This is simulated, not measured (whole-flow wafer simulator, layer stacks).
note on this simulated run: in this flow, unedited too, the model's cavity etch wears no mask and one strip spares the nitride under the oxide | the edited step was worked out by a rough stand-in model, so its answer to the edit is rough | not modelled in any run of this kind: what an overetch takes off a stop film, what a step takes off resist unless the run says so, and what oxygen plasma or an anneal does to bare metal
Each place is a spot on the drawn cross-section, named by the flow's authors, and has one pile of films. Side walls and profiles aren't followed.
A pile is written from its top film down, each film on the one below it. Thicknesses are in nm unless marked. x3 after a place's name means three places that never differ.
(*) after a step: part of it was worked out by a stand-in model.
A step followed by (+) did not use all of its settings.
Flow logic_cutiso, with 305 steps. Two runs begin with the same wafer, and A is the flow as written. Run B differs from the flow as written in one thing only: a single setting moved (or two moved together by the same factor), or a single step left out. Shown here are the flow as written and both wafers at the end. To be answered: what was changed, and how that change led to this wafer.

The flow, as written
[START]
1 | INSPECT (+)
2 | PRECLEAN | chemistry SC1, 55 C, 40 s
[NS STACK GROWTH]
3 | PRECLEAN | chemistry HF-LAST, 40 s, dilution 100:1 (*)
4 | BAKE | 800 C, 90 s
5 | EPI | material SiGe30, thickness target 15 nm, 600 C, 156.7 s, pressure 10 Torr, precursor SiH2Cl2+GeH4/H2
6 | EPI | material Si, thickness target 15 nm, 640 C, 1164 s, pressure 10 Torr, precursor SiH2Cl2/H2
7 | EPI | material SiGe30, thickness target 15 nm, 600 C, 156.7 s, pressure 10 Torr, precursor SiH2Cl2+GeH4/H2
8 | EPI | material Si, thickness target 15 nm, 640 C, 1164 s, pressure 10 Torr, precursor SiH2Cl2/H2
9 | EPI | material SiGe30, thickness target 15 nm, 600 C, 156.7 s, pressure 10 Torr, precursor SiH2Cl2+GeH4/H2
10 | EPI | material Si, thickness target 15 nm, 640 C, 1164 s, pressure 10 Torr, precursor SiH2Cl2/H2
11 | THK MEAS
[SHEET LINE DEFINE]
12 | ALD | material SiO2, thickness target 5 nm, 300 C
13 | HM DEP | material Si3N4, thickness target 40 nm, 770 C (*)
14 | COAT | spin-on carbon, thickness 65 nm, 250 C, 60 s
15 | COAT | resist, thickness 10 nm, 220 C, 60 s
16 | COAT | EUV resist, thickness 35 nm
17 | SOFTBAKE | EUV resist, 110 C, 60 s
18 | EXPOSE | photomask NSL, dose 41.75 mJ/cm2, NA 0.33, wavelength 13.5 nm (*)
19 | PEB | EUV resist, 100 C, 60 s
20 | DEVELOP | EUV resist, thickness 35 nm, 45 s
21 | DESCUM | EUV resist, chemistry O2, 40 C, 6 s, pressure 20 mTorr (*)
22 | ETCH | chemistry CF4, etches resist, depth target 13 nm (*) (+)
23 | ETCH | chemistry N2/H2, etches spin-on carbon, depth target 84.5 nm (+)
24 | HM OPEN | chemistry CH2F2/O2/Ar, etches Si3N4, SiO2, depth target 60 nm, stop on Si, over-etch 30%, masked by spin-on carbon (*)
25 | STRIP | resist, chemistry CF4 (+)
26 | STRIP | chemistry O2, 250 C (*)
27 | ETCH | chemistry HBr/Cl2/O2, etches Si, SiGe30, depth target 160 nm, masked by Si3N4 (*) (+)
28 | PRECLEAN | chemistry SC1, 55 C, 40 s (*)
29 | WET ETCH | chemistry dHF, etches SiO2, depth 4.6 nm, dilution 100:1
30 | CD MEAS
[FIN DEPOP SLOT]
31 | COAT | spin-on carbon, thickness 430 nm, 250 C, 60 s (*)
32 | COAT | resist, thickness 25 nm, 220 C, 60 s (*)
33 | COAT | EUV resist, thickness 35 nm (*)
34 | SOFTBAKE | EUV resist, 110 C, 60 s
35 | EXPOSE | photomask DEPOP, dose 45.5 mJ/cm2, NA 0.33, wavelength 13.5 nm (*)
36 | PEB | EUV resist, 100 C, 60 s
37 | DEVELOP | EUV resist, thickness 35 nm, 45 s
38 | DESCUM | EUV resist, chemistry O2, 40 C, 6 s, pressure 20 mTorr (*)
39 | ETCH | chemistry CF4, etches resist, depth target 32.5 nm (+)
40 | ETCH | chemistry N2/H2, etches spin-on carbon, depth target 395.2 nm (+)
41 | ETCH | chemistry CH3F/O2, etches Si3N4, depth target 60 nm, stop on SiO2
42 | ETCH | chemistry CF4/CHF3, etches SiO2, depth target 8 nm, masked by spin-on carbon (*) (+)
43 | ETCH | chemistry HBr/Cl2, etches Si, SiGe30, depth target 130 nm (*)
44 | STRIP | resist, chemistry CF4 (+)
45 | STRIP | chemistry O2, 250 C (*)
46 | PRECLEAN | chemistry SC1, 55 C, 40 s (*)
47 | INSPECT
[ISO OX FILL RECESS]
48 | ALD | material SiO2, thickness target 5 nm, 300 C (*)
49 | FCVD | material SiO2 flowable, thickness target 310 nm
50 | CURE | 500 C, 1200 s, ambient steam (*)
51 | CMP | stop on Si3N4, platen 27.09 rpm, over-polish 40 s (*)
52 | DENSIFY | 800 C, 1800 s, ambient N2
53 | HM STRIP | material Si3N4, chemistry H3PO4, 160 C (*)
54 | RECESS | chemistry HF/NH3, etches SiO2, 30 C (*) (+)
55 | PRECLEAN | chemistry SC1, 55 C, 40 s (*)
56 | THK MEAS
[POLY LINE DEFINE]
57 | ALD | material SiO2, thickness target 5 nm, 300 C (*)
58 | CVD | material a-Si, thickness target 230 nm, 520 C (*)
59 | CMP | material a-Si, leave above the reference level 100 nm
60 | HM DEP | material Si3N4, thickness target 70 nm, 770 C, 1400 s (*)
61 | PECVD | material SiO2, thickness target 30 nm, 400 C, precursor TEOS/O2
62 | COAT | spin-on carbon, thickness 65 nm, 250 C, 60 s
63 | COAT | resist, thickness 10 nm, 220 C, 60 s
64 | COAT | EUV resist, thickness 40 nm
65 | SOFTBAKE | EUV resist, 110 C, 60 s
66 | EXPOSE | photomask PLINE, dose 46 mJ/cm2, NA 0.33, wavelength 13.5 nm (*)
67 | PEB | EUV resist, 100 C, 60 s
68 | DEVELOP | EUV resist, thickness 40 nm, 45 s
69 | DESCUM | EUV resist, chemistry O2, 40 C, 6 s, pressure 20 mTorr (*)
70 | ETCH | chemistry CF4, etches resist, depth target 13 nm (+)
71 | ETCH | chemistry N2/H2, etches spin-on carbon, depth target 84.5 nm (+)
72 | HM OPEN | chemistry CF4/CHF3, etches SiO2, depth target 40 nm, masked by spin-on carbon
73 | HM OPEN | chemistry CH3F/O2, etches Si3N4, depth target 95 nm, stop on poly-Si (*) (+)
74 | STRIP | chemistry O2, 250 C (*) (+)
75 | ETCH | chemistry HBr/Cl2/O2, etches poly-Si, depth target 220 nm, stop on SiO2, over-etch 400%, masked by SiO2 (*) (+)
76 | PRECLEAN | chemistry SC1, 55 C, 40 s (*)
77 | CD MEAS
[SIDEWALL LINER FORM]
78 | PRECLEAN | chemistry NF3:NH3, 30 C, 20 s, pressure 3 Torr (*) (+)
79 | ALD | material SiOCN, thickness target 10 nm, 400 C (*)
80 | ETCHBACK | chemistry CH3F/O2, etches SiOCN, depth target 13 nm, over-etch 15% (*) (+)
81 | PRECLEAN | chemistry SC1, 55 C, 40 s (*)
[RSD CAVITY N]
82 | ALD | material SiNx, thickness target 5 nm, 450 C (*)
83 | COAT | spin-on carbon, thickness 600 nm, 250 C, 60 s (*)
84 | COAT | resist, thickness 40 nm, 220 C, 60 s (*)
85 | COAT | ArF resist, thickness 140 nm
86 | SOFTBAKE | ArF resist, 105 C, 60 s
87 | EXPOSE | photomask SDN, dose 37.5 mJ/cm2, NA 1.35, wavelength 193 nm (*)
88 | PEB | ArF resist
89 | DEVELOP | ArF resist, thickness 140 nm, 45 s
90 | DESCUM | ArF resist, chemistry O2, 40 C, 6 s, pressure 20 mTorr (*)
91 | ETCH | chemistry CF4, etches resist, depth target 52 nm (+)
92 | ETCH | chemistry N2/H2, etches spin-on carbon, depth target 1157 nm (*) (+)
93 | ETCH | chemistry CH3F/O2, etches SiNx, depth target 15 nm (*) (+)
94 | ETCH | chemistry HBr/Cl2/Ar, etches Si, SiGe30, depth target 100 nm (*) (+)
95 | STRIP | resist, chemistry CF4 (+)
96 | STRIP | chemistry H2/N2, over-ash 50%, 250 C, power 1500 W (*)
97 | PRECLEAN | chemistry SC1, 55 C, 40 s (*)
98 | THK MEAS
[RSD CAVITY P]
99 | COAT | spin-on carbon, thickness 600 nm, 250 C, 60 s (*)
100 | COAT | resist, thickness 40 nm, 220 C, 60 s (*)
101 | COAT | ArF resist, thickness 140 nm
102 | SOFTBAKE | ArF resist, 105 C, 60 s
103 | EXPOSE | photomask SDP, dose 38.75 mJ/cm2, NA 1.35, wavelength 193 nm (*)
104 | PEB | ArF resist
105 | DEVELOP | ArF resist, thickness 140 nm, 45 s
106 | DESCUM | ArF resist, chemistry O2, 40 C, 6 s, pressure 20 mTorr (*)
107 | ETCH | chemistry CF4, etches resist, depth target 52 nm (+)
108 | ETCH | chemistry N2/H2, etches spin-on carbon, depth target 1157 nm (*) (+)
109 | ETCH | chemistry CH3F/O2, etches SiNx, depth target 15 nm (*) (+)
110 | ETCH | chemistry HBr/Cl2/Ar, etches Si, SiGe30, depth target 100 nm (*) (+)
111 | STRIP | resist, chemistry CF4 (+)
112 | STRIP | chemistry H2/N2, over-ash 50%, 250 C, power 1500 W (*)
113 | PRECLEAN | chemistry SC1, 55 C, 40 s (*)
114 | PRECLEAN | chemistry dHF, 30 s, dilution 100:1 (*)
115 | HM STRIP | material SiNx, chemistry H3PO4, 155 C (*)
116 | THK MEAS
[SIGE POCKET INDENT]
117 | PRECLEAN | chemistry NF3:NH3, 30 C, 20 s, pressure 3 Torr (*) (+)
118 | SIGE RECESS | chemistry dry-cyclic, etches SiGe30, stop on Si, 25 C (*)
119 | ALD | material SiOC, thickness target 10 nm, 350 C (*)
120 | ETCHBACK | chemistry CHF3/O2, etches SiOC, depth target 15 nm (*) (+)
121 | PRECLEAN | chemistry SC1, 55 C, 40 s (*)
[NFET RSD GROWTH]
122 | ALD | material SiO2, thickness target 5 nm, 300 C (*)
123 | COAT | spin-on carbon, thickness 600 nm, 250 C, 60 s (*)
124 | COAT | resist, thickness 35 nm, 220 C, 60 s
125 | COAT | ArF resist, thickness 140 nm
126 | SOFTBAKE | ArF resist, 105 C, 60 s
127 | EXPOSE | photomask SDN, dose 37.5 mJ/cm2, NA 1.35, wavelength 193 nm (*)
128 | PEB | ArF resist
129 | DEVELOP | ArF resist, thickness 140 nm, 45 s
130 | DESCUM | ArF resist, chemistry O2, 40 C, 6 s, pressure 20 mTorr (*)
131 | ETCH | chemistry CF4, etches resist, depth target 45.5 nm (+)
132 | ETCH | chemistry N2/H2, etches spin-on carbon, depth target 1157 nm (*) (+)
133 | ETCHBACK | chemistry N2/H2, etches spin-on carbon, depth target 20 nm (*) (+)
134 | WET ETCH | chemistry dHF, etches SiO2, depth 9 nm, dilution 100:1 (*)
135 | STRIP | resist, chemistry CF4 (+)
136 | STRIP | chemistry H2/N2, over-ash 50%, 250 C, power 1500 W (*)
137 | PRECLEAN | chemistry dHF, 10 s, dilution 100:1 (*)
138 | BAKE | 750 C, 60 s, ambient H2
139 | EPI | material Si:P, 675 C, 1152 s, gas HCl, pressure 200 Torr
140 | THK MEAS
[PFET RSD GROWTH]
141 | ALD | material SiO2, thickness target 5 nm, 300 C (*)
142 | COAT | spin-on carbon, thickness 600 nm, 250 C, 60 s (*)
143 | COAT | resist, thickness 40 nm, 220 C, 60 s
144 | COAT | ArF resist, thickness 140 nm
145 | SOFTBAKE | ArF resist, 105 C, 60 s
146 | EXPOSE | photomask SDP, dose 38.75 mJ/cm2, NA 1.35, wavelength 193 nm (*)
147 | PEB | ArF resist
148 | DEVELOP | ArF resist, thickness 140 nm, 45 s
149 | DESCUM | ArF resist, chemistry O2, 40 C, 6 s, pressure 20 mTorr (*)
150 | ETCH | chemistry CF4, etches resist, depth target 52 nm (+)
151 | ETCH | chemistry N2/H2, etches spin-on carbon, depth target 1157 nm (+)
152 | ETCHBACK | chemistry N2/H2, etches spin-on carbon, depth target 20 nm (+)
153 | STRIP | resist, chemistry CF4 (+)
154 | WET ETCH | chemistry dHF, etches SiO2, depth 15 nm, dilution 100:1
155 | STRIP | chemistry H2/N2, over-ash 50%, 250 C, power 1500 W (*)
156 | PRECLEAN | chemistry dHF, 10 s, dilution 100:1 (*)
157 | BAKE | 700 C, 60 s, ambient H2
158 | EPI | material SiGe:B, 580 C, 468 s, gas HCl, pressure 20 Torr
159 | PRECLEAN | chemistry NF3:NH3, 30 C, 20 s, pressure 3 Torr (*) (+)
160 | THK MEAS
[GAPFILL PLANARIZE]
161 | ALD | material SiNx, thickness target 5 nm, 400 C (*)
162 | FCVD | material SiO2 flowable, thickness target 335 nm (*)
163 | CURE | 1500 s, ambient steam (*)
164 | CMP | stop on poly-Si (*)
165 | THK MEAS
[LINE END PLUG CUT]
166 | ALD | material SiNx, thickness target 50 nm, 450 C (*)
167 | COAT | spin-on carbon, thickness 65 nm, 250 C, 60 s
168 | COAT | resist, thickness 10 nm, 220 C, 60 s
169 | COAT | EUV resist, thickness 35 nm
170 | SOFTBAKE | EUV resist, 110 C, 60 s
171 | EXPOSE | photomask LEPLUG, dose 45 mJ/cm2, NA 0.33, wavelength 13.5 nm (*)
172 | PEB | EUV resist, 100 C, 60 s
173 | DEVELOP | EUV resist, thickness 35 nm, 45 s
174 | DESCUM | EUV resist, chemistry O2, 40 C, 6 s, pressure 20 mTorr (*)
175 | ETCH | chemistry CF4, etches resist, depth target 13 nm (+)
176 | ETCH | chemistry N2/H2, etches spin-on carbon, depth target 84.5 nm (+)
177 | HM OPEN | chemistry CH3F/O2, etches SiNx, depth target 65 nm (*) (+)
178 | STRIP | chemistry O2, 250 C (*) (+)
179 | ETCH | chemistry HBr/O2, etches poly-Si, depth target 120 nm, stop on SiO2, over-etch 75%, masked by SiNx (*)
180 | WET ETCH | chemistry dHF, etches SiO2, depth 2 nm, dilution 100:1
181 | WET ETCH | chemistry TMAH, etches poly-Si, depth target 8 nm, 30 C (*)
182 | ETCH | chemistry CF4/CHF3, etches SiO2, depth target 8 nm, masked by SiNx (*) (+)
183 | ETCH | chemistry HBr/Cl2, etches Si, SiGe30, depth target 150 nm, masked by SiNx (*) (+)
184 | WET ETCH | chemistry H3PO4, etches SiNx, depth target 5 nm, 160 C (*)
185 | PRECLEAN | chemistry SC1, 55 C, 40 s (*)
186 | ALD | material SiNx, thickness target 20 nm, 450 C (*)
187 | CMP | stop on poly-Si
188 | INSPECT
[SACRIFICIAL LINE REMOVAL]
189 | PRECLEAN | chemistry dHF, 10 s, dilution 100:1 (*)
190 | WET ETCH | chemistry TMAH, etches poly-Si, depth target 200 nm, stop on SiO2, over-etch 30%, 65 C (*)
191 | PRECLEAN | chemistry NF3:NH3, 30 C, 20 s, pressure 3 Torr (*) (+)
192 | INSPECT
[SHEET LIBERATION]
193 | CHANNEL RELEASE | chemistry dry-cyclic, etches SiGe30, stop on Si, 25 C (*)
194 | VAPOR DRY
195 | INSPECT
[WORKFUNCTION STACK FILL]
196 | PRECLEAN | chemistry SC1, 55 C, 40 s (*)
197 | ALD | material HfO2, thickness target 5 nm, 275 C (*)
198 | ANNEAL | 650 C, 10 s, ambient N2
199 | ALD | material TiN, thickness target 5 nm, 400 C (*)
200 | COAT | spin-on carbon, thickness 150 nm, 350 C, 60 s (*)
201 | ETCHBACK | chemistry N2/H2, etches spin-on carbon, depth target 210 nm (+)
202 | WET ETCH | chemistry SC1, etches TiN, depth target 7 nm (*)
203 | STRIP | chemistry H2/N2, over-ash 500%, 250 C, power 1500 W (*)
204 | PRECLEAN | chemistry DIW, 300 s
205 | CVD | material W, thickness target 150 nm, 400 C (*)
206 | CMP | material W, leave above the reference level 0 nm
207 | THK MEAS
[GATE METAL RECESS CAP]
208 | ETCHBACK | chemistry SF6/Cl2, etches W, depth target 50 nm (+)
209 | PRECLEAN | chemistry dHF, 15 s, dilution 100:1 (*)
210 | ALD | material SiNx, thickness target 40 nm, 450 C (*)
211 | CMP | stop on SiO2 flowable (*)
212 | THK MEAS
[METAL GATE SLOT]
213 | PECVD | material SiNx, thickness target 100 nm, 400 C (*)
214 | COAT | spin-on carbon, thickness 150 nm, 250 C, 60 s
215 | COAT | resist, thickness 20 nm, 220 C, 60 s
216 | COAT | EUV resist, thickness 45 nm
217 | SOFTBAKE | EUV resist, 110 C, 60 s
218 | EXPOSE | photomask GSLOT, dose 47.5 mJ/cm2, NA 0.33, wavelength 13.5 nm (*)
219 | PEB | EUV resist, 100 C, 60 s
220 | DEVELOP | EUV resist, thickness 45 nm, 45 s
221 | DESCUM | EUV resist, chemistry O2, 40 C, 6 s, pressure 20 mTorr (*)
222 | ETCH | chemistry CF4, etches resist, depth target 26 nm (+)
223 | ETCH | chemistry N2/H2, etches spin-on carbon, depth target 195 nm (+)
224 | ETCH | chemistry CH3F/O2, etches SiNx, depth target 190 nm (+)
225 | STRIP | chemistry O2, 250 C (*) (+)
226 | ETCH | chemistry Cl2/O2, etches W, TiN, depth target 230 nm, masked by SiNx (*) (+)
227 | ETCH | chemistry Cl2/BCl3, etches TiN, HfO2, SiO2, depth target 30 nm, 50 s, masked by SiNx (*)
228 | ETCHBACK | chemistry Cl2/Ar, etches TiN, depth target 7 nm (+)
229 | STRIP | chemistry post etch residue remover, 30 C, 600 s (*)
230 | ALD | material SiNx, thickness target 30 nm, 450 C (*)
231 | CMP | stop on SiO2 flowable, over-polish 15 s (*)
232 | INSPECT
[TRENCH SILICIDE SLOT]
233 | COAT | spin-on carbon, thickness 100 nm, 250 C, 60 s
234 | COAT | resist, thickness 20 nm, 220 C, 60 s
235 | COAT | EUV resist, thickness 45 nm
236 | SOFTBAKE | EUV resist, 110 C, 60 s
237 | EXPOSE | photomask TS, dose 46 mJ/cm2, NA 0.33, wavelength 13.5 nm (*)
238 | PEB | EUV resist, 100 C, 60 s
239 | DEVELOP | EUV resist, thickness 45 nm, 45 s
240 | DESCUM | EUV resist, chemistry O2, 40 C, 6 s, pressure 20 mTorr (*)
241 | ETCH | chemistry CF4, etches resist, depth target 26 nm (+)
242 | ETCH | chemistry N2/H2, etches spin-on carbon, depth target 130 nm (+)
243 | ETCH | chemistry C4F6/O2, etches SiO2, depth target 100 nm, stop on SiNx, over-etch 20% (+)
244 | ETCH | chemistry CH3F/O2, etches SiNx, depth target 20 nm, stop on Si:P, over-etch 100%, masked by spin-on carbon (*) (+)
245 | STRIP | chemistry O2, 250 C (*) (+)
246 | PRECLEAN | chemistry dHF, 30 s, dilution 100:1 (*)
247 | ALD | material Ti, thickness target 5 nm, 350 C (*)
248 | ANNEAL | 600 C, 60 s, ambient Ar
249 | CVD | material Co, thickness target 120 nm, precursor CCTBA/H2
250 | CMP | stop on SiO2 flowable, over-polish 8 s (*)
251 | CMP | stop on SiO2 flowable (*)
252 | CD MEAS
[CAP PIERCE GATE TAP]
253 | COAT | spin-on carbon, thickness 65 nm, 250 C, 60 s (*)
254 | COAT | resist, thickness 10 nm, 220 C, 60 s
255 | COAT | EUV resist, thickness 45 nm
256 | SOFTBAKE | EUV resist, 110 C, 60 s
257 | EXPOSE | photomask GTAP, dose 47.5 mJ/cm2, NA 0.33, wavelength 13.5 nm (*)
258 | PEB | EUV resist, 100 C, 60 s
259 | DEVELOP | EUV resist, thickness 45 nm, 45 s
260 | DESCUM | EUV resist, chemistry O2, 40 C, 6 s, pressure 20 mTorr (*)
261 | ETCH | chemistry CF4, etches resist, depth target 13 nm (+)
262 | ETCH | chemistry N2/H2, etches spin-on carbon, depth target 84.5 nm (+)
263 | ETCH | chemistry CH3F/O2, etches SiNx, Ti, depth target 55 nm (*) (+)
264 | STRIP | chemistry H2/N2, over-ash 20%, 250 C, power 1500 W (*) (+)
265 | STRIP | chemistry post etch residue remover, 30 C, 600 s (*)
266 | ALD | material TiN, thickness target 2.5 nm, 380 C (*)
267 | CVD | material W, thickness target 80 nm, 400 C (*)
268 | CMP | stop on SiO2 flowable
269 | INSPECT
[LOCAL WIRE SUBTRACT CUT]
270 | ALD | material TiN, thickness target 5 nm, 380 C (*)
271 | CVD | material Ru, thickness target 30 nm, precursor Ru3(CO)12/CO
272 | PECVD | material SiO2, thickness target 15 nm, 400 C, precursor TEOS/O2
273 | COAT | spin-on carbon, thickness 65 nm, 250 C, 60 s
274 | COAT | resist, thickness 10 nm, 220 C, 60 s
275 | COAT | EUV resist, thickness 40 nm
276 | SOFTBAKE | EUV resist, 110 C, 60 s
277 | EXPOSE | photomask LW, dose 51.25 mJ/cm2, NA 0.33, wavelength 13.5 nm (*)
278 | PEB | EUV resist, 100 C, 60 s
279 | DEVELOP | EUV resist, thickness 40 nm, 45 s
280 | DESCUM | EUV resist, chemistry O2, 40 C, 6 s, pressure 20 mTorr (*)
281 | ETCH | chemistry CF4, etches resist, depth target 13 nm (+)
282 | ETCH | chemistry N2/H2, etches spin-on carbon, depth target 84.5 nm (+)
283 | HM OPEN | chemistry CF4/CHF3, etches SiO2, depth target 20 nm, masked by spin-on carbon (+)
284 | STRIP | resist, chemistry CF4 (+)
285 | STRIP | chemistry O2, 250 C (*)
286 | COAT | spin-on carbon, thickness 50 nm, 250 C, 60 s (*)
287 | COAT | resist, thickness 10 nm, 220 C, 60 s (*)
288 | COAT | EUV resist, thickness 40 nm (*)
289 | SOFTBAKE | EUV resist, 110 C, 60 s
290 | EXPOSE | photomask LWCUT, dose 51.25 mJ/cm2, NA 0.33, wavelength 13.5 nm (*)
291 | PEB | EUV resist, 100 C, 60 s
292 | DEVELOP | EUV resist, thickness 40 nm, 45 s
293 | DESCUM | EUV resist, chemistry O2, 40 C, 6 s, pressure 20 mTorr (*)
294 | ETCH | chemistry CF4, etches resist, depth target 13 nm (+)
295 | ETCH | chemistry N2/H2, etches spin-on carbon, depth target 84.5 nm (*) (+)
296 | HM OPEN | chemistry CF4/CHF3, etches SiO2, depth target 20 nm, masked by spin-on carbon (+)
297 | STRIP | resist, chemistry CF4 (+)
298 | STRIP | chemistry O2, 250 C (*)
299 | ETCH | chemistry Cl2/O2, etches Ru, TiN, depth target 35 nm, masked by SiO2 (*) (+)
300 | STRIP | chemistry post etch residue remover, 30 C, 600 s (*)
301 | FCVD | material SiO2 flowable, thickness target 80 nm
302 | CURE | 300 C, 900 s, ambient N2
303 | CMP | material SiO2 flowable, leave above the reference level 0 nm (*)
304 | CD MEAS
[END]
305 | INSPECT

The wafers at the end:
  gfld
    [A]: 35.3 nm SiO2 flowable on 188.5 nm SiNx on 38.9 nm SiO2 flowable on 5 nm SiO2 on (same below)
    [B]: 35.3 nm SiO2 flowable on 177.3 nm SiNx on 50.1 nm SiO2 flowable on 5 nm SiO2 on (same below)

What caused this: step 227, ETCH: depth target 18.8 nm was run, though the flow has depth target 30 nm; step 227, ETCH: 31.2 s was run, where the flow has 50 s.

Step by step, how the change led to this:
  227 | ETCH | chemistry Cl2/BCl3, etches TiN, HfO2, SiO2, depth target 30 nm, 50 s, masked by SiNx (*)
      depop, dpovl, gl and 18 more: A -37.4 SiNx | B -23.4 SiNx
      gfld: A -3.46 HfO2 (all of it), -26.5 SiO2 flowable | B -3.46 HfO2 (all of it), -15.3 SiO2 flowable
  231 | CMP | stop on SiO2 flowable, over-polish 15 s (*)
      depop, dpovl, gfld and 10 more: A -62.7 SiNx | B -76.8 SiNx
      lnr, lnri, lnrp, lnrt: A -61 SiNx (all of it), -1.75 SiOCN | B -75 SiNx (all of it), -1.75 SiOCN
      (also at 5 further places)
